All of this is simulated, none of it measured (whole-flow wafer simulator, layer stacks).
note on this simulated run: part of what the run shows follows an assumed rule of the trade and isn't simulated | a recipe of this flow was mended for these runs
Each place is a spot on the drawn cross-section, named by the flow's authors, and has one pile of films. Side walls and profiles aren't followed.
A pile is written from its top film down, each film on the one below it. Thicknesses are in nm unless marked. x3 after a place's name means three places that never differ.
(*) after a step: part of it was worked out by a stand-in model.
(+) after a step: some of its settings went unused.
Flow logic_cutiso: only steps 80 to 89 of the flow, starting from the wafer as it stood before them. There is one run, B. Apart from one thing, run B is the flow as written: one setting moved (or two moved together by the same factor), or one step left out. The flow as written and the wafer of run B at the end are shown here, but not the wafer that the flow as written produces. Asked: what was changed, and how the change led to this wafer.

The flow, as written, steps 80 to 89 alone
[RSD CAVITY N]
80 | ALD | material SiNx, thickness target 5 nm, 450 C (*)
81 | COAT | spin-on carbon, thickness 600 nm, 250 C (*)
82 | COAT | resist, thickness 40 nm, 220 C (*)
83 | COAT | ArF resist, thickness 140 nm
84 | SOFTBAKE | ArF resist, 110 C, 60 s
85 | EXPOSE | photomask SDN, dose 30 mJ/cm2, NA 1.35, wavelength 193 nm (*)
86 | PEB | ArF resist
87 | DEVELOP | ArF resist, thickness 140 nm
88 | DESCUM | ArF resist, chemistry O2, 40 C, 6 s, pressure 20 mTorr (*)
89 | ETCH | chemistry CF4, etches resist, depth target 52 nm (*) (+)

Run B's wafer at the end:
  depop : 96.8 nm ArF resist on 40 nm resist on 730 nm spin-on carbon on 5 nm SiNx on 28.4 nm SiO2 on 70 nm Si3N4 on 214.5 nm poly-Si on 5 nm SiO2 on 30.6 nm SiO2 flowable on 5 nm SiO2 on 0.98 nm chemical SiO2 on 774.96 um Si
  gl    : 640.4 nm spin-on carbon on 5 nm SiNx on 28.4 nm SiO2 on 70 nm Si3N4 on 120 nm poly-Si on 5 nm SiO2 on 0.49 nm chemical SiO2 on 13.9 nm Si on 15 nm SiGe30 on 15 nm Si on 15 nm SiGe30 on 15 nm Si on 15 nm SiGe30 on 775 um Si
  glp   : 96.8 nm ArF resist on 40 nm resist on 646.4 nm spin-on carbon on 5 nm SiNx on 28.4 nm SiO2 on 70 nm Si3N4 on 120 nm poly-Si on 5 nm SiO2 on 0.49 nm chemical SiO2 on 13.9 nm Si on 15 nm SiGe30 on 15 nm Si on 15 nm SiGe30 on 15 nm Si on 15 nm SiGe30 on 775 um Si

What caused this: step 81, COAT: thickness 730 nm was run, though the flow has thickness 600 nm.
The wafer lets one read it off: depop has spin-on carbon 730, and step 81 as written asks for 600 nm.

The path from the change to this, step by step:
  81 | COAT | spin-on carbon, thickness 600 nm, 250 C (*)
      depop, dpovl x3, ns: +730 spin-on carbon (new film) (in the flow as written it would be: +600 spin-on carbon (new film))
      gfld, gxf, gxn, gxp: +646.3 spin-on carbon (new film) (in the flow as written it would be: +516.3 spin-on carbon (new film))
      (as well as at 13 more places)
